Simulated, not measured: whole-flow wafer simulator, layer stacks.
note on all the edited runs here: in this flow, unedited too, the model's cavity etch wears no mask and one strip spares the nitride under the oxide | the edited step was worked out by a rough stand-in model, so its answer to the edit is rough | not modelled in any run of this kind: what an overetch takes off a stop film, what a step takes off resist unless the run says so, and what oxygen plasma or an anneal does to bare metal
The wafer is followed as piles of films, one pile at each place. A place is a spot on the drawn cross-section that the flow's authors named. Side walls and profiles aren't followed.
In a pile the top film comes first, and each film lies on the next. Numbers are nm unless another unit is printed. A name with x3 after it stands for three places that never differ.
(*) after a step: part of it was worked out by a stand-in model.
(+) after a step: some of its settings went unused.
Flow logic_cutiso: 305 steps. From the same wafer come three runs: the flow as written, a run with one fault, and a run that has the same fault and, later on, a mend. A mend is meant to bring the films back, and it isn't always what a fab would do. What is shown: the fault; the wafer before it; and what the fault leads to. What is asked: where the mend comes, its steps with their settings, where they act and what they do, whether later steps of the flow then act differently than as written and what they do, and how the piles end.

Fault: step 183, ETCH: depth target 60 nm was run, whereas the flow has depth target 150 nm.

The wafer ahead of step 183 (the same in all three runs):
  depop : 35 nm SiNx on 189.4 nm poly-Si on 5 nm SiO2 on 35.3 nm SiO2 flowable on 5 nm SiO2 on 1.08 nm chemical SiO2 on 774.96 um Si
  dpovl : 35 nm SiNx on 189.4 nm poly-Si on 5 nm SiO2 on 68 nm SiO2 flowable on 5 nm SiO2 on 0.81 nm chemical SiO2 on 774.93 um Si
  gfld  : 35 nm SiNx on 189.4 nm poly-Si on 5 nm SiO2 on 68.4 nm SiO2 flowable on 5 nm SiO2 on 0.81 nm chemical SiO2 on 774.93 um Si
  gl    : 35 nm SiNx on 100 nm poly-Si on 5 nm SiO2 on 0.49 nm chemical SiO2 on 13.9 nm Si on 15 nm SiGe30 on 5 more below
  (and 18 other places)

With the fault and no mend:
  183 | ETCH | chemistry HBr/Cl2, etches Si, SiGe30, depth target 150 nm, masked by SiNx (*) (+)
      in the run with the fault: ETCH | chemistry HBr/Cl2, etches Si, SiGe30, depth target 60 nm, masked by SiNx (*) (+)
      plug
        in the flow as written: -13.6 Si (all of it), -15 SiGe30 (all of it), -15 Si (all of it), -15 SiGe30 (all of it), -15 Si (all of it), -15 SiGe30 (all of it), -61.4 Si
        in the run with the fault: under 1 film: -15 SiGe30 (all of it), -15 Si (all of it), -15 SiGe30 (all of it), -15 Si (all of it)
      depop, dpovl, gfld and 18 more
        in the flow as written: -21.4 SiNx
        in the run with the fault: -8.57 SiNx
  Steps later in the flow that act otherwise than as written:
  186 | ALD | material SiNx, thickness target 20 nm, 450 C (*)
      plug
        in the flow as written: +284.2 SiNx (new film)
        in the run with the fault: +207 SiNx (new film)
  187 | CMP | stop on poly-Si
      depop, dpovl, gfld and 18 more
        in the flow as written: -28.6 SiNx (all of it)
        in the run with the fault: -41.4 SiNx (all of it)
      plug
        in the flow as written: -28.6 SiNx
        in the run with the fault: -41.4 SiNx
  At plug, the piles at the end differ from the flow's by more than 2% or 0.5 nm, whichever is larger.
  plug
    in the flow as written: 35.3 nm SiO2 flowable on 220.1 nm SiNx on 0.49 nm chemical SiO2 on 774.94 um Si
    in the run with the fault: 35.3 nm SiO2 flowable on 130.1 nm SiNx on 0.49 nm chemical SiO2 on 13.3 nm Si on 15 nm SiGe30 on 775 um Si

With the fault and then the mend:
  The mend follows step 183.
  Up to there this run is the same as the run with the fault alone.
  183a | ETCH | chemistry HBr/Cl2, etches Si, SiGe30, depth target 90 nm, masked by SiNx (*) (+) (the flow's step 183 again, with other settings)
      depop, dpovl, gfld and 18 more
        -12.9 SiNx
      plug
        -13.6 Si (all of it), -15 SiGe30 (all of it), -61.4 Si
  Every later step of the flow that is run acts as written at every place that is followed.
  The piles end the same as the flow's at every place that both follow.
